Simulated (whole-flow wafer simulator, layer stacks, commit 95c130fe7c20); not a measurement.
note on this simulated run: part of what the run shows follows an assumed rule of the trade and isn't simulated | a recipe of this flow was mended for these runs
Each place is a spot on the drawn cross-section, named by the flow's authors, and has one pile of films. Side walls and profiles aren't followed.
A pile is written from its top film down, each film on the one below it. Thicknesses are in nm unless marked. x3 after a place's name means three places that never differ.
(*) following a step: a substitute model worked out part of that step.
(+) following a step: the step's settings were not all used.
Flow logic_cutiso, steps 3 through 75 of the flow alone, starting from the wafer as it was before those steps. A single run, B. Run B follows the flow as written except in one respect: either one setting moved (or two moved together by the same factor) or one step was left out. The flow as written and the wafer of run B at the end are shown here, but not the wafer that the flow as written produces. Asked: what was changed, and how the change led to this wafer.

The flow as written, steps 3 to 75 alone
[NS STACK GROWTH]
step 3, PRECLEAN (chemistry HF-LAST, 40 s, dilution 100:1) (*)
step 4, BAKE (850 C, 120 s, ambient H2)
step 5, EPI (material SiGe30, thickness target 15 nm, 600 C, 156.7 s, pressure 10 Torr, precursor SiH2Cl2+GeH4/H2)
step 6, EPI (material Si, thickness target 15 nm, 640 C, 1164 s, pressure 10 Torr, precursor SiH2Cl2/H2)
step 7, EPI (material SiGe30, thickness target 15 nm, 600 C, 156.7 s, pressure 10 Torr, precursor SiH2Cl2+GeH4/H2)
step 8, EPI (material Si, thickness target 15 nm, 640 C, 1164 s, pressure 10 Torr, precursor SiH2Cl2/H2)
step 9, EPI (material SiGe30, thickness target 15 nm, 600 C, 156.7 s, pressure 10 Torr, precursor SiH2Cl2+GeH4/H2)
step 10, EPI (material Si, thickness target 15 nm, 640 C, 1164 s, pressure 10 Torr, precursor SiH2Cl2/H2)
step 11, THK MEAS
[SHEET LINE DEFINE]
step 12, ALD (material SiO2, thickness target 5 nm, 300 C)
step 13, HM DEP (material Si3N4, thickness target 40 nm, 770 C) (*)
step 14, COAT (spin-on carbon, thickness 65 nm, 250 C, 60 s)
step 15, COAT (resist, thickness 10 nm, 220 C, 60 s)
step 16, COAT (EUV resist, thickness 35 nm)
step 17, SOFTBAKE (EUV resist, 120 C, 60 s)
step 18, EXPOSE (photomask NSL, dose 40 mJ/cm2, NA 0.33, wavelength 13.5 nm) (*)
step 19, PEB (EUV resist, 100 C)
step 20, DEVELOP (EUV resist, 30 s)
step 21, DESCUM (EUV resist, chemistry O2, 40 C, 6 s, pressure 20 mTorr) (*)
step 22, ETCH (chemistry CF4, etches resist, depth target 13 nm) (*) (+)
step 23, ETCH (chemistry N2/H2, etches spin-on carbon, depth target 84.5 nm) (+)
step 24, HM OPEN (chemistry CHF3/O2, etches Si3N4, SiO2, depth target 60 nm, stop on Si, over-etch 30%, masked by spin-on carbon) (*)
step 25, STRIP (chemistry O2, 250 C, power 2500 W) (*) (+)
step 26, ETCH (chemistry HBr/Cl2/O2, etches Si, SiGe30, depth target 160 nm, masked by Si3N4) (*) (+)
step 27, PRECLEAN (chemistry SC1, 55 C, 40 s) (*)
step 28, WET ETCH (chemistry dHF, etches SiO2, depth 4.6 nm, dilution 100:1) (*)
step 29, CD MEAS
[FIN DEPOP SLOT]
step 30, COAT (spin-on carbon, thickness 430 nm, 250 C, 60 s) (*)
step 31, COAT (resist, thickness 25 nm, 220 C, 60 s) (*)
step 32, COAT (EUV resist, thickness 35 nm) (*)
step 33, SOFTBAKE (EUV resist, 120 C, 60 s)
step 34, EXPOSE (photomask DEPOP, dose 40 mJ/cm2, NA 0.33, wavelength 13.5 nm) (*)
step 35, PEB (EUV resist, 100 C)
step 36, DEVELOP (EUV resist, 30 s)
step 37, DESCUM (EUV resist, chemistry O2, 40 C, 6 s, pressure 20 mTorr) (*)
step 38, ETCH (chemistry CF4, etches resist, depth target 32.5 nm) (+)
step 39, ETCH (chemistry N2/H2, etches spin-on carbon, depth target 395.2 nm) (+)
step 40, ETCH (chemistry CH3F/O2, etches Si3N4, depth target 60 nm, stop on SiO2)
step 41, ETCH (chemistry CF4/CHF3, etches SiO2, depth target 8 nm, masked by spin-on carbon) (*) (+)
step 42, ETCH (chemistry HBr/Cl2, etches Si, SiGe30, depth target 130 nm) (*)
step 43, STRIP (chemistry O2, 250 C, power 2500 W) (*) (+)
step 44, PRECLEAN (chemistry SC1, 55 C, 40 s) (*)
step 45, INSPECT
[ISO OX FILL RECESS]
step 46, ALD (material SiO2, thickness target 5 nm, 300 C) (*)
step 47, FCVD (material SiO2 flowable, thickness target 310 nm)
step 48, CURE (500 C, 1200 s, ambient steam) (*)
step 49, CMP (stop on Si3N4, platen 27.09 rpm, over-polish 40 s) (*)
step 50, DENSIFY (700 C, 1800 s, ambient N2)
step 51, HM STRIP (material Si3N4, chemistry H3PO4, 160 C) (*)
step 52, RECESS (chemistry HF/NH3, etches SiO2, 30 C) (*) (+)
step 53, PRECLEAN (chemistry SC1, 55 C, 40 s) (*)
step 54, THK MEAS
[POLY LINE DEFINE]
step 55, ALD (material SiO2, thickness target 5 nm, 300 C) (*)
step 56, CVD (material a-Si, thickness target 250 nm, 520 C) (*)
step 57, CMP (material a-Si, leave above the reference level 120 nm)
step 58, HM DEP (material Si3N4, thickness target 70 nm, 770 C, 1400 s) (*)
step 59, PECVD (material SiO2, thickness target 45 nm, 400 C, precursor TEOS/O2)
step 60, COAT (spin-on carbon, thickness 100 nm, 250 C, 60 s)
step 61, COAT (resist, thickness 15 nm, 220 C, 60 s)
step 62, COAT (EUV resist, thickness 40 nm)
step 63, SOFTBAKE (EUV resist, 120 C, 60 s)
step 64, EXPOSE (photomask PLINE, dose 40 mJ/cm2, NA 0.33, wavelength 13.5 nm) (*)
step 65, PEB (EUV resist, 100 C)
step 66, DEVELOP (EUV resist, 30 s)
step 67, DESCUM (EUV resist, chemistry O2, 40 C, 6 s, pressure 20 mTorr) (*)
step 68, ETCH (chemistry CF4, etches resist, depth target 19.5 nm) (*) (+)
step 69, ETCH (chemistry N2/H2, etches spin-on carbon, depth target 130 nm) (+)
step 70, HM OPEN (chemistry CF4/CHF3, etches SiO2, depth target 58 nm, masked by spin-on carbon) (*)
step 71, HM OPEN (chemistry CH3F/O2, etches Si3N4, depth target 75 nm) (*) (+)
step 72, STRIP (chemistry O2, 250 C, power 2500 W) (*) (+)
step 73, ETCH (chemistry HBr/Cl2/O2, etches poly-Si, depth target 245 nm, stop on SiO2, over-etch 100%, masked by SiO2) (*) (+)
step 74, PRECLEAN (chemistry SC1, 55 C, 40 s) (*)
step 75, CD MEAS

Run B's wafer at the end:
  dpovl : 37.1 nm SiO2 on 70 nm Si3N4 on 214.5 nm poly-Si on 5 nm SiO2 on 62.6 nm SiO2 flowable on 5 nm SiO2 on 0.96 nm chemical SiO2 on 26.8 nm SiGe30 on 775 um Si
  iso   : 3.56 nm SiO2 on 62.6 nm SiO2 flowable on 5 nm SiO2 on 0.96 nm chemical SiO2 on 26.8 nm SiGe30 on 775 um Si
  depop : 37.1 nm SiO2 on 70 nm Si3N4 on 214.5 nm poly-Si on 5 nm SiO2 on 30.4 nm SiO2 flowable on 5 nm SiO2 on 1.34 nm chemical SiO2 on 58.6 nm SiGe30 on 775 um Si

What caused this: step 5, EPI: 712 C was run, whereas the flow has 600 C.

Step by step, how the change led to this:
  step 5, EPI (material SiGe30, thickness target 15 nm, 600 C, 156.7 s, pressure 10 Torr, precursor SiH2Cl2+GeH4/H2)
      depop, dpovl, gfld and 19 more: +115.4 SiGe30 (new film) (as written it would have been: +15 SiGe30 (new film))
  step 26, ETCH (chemistry HBr/Cl2/O2, etches Si, SiGe30, depth target 160 nm, masked by Si3N4) (*) (+)
      dpovl, gfld, gxf, iso, isow, lnri, nsgap: -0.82 chemical SiO2 (all of it), -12 Si (all of it), -15 SiGe30 (all of it), -15 Si (all of it), -15 SiGe30 (all of it), -15 Si (all of it), -88 SiGe30 (as written it would have been: -0.82 chemical SiO2 (all of it), -12 Si (all of it), -15 SiGe30 (all of it), -15 Si (all of it), -15 SiGe30 (all of it), -15 Si (all of it), -15 SiGe30 (all of it), -73 Si)
  step 42, ETCH (chemistry HBr/Cl2, etches Si, SiGe30, depth target 130 nm) (*)
      depop: -13.8 Si (all of it), -15 SiGe30 (all of it), -15 Si (all of it), -15 SiGe30 (all of it), -15 Si (all of it), -56.2 SiGe30 (as written it would have been: -13.8 Si (all of it), -15 SiGe30 (all of it), -15 Si (all of it), -15 SiGe30 (all of it), -15 Si (all of it), -15 SiGe30 (all of it), -41.2 Si)
  step 43, STRIP (chemistry O2, 250 C, power 2500 W) (*) (+)
      depop: +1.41 chemical SiO2 (new film), -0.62 SiGe30 (as written it would have been: +1.04 chemical SiO2 (new film), -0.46 Si)
